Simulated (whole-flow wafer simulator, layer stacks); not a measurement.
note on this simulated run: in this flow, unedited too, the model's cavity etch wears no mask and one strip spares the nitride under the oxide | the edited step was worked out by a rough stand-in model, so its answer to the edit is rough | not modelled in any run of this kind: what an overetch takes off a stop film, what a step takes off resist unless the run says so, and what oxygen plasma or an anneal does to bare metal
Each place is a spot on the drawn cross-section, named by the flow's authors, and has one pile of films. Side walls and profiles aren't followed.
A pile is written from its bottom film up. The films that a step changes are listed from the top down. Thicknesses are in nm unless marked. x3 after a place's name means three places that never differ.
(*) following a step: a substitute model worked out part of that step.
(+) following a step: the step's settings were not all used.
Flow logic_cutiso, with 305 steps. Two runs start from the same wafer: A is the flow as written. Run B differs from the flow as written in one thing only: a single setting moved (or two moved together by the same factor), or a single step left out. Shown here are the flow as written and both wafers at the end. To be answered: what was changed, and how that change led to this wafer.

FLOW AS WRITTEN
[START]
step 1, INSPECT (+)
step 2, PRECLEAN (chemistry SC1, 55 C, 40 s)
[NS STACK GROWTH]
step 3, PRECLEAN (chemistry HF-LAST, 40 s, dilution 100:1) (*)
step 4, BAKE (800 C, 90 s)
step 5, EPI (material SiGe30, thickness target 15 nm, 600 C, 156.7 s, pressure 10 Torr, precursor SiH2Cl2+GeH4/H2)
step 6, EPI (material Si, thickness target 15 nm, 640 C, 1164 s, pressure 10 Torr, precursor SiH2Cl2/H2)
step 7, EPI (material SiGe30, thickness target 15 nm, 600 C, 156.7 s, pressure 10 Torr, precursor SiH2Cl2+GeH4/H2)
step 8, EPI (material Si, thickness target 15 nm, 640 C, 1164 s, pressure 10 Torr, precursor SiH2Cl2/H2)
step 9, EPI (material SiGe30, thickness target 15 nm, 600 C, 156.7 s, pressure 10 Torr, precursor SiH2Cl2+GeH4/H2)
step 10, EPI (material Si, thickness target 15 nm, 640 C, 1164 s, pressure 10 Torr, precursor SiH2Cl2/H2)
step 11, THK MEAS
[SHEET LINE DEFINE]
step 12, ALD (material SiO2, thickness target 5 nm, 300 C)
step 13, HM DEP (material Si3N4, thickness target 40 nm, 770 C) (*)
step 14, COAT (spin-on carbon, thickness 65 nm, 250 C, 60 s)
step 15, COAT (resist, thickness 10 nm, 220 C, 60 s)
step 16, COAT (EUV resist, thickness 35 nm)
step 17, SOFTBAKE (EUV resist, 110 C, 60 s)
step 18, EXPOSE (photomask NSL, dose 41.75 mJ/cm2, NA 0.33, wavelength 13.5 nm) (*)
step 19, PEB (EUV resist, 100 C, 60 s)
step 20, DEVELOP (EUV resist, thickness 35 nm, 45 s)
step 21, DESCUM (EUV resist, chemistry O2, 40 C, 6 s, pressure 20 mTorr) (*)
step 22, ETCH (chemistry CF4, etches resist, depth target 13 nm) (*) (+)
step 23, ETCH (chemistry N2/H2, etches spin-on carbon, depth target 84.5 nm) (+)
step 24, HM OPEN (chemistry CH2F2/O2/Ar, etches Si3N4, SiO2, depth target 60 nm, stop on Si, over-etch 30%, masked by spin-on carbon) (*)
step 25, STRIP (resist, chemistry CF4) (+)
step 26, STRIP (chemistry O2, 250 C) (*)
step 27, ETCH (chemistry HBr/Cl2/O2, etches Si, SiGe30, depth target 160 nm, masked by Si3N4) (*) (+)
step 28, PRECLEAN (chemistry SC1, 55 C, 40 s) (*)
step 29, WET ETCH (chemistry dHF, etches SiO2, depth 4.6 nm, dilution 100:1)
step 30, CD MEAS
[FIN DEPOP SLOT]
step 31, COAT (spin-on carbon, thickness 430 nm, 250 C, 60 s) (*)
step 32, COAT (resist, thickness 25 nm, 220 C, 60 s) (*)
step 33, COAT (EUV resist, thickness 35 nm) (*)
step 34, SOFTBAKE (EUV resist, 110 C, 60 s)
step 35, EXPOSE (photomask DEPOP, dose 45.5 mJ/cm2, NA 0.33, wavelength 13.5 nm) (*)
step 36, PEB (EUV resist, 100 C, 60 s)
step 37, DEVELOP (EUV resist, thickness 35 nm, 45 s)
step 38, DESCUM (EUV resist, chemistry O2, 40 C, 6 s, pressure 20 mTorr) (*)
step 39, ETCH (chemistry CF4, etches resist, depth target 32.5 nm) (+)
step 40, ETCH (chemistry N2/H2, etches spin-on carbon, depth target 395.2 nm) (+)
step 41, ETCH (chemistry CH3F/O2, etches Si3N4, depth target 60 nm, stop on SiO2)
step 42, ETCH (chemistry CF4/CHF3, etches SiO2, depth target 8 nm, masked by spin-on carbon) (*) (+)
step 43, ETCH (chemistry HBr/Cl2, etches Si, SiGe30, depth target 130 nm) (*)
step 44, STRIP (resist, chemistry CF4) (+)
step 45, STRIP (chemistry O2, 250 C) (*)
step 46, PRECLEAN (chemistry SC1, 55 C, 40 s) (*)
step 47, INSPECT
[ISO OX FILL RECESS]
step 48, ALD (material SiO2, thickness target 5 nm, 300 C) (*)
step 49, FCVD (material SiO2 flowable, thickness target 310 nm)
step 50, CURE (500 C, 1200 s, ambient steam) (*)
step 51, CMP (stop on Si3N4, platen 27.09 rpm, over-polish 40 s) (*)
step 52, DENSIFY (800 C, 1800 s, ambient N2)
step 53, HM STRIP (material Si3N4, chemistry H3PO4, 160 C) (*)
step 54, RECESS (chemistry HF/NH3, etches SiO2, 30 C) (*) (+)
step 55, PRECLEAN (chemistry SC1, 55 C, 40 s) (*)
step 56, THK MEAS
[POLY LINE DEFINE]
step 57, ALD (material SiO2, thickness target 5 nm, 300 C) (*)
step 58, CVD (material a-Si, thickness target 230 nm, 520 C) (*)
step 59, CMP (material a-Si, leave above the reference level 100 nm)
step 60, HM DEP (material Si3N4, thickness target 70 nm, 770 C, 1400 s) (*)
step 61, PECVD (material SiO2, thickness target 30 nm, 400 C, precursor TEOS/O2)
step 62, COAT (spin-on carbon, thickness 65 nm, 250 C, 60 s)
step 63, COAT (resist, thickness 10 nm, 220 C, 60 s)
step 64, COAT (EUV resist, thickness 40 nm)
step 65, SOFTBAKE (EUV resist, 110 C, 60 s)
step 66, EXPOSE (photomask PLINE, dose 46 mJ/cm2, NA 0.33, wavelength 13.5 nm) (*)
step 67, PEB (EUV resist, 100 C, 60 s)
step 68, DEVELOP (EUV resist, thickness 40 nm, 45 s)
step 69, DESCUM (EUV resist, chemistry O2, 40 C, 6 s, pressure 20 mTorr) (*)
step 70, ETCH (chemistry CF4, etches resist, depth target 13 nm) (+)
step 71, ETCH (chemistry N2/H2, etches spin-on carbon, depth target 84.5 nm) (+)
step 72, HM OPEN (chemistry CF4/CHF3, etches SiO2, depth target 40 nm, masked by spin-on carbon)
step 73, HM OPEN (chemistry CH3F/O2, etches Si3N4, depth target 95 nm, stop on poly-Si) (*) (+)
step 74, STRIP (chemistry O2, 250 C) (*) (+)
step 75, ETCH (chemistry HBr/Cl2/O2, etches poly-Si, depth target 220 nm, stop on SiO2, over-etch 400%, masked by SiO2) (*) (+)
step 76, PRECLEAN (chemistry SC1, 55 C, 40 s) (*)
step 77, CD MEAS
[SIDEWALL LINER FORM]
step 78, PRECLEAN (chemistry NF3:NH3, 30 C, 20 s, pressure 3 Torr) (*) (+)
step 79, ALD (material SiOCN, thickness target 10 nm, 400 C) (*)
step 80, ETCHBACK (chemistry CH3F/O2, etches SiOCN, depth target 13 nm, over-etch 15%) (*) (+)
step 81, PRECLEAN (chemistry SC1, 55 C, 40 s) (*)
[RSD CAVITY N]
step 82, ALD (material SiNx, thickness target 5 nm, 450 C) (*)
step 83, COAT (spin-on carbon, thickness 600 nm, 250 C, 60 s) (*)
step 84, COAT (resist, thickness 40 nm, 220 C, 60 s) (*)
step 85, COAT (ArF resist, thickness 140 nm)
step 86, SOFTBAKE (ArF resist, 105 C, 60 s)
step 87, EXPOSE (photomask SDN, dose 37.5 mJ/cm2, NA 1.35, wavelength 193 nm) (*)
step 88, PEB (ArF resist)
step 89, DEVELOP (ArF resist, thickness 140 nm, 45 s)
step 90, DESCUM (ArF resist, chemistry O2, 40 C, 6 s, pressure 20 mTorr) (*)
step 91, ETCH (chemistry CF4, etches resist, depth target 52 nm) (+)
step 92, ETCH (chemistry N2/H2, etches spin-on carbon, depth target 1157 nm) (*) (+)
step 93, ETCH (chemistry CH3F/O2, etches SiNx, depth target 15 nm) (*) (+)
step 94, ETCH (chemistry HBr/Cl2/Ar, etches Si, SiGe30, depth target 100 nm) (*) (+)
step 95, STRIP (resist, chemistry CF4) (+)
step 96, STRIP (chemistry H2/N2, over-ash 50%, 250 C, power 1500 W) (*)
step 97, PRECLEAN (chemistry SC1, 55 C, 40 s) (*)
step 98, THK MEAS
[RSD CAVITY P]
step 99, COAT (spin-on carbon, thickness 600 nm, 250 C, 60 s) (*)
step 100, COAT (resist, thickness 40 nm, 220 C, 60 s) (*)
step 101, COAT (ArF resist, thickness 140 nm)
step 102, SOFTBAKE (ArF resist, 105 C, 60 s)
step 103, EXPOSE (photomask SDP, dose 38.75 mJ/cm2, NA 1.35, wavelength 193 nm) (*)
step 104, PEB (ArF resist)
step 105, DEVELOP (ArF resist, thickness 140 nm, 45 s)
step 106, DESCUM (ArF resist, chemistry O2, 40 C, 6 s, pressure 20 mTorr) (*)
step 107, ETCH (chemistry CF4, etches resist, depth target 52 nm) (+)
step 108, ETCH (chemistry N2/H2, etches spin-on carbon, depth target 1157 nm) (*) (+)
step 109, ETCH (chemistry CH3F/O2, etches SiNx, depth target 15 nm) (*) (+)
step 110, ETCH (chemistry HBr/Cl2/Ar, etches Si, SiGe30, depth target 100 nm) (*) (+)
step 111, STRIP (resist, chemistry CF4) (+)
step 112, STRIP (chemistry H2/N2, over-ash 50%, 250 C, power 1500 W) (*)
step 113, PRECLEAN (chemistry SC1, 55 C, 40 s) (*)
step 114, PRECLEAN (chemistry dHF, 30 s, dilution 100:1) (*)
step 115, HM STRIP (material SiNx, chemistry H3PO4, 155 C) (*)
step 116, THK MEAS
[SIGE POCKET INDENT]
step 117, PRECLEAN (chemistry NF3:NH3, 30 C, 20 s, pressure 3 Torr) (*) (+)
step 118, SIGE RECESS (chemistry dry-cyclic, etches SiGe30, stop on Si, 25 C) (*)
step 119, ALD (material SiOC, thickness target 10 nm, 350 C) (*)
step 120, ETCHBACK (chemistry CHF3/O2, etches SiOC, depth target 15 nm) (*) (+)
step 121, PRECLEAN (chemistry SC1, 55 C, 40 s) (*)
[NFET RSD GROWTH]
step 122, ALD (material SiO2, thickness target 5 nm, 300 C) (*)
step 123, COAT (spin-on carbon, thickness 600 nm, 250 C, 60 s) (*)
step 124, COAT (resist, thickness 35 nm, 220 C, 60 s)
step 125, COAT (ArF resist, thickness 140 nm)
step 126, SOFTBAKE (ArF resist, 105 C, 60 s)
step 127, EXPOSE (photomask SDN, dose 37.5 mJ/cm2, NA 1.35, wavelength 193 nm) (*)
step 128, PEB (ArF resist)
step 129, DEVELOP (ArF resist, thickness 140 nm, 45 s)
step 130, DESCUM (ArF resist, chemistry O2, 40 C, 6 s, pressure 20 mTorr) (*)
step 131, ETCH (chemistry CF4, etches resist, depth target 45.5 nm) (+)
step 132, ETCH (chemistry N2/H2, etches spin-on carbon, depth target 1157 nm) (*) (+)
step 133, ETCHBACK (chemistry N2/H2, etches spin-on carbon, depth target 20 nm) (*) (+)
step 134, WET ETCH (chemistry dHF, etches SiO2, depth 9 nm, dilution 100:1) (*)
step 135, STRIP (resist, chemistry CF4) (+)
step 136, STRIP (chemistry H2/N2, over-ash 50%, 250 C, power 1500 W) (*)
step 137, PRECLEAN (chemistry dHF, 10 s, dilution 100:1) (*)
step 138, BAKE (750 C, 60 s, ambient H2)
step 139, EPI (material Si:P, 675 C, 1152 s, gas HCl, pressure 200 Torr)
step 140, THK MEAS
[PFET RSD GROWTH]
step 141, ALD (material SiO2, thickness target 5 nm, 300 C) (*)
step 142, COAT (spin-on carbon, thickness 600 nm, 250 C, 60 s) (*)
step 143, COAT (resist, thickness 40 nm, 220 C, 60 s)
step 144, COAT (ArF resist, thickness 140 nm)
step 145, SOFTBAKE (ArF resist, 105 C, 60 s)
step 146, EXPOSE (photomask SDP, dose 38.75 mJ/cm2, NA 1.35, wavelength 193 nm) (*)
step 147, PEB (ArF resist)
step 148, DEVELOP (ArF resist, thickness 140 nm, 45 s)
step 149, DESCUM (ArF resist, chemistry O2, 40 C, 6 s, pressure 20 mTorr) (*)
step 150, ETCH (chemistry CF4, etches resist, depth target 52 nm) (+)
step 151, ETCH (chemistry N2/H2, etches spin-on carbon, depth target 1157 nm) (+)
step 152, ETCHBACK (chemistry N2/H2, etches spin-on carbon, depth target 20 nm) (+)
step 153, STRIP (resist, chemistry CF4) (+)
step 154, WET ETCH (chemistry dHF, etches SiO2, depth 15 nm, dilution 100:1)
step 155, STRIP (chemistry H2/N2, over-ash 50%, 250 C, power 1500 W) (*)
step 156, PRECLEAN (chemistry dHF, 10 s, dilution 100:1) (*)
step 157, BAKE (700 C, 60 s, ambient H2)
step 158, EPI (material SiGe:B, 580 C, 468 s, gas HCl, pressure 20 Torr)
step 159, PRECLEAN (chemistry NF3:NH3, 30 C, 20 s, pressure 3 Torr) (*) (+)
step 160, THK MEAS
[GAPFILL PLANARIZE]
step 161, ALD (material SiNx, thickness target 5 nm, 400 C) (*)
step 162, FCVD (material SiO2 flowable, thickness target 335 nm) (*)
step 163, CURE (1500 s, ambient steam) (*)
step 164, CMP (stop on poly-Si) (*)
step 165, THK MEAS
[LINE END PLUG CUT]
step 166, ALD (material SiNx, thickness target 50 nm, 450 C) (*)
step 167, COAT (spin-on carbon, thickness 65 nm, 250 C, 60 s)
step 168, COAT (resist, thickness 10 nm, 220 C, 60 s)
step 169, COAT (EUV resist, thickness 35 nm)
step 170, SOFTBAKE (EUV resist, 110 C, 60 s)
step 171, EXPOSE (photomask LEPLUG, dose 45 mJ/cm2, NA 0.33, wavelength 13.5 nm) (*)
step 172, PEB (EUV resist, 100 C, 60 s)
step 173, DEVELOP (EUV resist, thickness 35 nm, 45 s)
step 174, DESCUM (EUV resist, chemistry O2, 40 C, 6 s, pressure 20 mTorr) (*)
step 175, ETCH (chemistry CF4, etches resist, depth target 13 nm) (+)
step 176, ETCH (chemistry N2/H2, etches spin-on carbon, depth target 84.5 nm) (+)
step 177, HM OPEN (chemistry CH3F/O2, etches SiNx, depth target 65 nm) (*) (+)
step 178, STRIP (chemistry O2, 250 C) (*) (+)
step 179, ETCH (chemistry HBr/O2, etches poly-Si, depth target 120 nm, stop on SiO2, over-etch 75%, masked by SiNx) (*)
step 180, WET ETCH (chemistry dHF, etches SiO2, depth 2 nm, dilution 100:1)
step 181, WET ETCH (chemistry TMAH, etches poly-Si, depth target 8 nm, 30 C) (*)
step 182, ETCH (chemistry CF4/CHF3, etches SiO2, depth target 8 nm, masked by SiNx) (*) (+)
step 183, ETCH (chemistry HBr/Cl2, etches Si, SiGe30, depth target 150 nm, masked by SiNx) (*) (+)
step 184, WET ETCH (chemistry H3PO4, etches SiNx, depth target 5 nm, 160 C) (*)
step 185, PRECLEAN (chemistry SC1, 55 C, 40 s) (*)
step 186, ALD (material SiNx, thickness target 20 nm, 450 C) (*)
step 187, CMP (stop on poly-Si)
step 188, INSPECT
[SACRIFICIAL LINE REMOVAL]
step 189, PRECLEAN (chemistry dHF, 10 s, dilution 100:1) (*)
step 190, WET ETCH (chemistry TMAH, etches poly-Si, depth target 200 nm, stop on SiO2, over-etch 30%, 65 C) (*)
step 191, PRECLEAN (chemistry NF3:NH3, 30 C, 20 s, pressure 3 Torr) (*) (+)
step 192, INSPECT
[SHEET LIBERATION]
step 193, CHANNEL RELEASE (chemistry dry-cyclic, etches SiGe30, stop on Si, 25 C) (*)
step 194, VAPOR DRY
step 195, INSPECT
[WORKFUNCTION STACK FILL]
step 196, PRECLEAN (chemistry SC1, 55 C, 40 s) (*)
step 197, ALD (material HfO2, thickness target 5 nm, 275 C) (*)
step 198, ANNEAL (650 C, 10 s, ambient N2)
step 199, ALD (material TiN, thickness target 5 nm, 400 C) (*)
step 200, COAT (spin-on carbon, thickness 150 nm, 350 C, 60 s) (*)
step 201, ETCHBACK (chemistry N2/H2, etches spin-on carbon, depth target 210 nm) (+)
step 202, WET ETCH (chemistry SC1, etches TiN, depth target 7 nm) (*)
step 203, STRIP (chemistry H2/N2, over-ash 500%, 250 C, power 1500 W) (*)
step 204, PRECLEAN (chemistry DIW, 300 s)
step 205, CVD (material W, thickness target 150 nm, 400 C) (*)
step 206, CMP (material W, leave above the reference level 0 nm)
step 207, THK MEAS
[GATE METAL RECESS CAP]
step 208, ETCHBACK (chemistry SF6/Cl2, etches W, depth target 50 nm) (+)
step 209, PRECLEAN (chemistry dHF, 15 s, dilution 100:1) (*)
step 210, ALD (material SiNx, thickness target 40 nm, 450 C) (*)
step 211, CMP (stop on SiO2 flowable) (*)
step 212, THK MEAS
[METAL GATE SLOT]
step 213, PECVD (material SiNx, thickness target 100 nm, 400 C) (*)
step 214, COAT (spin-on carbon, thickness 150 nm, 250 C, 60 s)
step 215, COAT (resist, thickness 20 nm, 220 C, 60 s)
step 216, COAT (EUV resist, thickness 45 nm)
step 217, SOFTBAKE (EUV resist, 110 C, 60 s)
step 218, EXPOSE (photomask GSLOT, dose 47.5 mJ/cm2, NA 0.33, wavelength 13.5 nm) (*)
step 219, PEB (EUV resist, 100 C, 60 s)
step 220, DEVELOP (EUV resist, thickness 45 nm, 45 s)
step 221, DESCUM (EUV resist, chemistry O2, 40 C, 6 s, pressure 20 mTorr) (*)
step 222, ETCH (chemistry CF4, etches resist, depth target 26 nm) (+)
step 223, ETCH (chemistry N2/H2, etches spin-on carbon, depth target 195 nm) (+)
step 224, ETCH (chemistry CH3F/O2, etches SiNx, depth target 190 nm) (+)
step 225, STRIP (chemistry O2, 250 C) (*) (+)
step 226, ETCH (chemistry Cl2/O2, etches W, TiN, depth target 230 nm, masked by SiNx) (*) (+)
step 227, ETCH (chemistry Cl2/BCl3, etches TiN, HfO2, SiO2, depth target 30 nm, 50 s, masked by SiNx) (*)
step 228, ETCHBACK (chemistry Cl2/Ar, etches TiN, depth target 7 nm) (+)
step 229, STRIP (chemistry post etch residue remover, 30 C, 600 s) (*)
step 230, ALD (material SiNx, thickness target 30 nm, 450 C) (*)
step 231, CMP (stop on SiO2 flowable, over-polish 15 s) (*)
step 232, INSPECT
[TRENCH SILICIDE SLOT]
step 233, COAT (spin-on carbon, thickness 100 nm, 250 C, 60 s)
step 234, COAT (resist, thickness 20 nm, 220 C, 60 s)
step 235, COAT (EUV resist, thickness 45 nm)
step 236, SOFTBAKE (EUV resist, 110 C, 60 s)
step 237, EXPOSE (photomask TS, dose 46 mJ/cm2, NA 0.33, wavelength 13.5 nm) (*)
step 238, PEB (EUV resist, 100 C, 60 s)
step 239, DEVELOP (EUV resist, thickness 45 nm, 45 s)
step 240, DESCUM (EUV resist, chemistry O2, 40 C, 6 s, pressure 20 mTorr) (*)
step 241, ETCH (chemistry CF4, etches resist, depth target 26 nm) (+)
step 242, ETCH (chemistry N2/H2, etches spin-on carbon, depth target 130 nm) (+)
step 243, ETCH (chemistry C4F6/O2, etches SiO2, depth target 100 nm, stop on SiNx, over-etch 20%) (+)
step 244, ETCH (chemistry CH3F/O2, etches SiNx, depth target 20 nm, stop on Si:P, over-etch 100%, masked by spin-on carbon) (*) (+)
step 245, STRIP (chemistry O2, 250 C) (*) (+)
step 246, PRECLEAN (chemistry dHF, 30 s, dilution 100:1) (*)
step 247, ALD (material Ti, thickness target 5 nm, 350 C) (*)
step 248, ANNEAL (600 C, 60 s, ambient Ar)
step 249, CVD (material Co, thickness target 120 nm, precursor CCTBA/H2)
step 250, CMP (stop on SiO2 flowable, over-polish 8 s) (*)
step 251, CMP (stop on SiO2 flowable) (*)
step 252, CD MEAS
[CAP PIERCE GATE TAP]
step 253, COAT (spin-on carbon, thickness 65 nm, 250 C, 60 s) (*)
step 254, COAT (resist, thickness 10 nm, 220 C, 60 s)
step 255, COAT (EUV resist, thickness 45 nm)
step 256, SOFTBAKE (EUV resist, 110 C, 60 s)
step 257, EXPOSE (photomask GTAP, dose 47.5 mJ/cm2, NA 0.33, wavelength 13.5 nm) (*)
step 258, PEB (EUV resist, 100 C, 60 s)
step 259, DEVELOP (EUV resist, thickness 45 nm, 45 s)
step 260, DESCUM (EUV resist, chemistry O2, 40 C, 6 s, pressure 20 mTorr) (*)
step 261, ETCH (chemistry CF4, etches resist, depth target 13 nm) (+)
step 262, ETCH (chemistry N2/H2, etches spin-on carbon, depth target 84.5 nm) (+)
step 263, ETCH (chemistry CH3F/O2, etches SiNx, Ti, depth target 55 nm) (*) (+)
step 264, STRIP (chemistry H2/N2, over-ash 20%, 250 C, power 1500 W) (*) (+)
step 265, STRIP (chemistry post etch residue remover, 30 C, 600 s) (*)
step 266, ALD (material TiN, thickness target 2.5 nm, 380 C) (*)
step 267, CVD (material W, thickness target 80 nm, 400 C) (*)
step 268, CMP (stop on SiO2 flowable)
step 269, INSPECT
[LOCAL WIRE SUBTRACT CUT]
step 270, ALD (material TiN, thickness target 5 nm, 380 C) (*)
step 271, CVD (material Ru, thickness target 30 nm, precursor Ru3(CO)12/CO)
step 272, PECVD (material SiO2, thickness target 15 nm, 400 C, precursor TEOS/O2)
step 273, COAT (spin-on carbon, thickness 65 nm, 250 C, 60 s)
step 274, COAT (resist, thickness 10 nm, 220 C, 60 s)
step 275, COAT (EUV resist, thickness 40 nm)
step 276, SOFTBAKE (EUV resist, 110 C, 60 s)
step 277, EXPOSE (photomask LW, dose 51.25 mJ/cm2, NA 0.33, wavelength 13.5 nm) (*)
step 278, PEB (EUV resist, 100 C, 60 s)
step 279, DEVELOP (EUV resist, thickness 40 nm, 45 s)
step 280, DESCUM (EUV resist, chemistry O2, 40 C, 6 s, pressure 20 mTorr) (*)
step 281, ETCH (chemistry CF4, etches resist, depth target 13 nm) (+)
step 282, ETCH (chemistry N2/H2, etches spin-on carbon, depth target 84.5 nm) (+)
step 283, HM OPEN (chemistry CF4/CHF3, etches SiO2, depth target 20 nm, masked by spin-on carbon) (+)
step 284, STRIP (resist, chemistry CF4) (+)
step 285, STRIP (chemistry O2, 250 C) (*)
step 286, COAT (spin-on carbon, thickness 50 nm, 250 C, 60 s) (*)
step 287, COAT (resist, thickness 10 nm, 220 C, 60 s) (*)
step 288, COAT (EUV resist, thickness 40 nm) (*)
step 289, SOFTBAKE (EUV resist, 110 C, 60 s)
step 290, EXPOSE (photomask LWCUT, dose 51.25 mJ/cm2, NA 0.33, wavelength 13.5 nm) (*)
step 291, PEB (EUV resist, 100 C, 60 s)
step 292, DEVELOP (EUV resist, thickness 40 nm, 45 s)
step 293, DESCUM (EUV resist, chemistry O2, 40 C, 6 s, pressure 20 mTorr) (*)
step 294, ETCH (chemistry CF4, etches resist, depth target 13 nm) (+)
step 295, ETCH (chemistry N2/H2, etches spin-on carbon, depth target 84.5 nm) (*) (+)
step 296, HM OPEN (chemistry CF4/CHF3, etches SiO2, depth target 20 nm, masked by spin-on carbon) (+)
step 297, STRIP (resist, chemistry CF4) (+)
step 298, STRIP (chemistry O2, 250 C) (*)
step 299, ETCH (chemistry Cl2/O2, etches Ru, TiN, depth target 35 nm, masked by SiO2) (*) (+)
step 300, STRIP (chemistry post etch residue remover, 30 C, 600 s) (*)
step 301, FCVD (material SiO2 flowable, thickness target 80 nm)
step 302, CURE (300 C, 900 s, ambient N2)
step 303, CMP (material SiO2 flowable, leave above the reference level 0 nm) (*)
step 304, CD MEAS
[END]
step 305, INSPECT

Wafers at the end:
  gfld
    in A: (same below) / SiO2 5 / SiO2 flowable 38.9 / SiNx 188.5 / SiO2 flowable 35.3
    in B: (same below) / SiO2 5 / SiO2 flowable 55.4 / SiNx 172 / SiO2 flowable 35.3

The reason: step 227, ETCH: depth target 13.5 nm was run, while the flow as written has depth target 30 nm; step 227, ETCH: 22.5 s was run, where the flow has 50 s.

The path from the change to this, step by step:
  step 227, ETCH (chemistry Cl2/BCl3, etches TiN, HfO2, SiO2, depth target 30 nm, 50 s, masked by SiNx) (*)
      depop, dpovl, gl and 18 more: A SiNx loses 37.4 | B SiNx loses 16.8
      gfld: A HfO2 loses 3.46 (all of it), SiO2 flowable loses 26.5 | B HfO2 loses 3.46 (all of it), SiO2 flowable loses 10
  step 231, CMP (stop on SiO2 flowable, over-polish 15 s) (*)
      depop, dpovl, gfld and 10 more: A SiNx loses 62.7 | B SiNx loses 83.3
      lnr, lnri, lnrp, lnrt: A SiNx loses 61 (all of it), SiOCN loses 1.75 | B SiNx loses 81.6 (all of it), SiOCN loses 1.75
      (also at 5 further places)
